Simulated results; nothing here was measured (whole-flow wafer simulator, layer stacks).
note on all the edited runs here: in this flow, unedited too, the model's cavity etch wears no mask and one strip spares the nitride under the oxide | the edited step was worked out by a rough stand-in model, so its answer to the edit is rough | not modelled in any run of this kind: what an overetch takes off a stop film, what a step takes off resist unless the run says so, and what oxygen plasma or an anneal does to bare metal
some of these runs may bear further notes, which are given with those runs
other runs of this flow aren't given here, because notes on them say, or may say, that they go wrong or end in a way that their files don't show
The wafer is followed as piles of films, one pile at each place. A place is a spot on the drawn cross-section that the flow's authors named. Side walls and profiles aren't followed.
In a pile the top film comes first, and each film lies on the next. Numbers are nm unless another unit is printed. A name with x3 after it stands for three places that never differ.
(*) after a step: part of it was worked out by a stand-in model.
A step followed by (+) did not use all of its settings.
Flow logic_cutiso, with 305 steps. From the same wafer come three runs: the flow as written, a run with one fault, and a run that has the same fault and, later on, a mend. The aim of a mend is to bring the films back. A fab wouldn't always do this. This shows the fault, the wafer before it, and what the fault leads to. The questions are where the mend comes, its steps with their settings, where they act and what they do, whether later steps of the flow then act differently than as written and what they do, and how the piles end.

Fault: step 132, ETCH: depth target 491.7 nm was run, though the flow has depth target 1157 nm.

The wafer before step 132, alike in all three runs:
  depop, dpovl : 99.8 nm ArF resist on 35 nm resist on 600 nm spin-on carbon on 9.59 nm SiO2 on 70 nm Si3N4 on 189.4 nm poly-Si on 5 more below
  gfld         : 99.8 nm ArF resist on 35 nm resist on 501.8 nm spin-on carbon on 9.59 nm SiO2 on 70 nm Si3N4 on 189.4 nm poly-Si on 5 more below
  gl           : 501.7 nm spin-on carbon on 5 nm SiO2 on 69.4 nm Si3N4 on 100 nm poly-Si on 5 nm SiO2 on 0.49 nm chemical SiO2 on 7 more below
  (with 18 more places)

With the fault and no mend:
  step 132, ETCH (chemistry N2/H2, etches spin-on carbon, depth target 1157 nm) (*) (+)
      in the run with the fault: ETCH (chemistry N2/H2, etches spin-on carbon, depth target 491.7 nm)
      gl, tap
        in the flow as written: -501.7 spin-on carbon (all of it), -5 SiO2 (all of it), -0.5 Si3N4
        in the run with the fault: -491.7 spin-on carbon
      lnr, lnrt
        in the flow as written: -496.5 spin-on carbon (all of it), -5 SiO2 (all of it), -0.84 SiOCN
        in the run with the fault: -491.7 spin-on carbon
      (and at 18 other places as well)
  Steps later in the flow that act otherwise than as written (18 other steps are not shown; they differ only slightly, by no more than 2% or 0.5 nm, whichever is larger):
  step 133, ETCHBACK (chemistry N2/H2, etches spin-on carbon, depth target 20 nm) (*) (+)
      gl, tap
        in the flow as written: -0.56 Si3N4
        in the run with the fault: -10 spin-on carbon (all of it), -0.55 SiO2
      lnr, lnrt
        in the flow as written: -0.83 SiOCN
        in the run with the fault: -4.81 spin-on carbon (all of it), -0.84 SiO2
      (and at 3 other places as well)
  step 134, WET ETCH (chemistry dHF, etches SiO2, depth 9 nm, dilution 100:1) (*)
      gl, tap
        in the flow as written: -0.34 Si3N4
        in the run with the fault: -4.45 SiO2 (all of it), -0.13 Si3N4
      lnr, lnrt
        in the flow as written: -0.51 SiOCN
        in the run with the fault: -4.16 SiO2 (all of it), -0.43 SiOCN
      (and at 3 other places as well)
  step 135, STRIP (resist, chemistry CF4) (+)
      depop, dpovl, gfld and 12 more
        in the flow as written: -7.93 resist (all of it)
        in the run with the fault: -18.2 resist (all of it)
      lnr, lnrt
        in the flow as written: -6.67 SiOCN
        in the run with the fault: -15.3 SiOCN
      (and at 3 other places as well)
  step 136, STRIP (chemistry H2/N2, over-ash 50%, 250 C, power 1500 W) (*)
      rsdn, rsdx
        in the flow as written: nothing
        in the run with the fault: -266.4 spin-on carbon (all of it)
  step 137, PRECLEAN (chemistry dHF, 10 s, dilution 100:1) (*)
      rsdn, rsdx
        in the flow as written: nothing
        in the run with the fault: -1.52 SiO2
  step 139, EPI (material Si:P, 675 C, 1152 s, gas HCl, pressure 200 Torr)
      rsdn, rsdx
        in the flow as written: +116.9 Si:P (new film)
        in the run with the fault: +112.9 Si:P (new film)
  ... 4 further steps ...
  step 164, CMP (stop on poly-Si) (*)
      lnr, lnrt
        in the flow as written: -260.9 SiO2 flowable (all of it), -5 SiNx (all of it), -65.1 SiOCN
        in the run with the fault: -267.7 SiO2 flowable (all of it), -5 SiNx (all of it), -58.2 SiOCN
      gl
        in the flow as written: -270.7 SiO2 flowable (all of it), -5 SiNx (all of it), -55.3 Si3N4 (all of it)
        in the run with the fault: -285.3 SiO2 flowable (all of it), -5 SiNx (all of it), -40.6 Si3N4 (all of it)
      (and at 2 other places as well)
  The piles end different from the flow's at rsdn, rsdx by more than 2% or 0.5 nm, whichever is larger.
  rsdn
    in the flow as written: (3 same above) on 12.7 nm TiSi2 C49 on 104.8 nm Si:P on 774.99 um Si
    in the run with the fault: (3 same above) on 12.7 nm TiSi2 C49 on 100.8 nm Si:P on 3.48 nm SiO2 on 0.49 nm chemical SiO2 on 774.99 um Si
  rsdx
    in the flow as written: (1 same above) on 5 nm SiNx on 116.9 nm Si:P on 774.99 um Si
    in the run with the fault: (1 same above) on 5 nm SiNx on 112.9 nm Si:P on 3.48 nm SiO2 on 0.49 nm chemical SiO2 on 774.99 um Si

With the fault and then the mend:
  After step 132 comes the mend.
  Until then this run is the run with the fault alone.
  step 132a, ETCH (chemistry N2/H2, etches spin-on carbon, depth target 665.3 nm) (*) (+) (the flow's step 132 again, with other settings)
      depop, dpovl, gfld and 12 more
        -10.3 resist
      gl, tap
        -10 spin-on carbon (all of it), -5 SiO2 (all of it), -0.5 Si3N4
      lnr, lnrt
        -4.81 spin-on carbon (all of it), -5 SiO2 (all of it), -0.84 SiOCN
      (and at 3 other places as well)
  Later steps of the flow that are run all act as written at every place that is followed.
  The piles end the same as the flow's at every place that both follow.
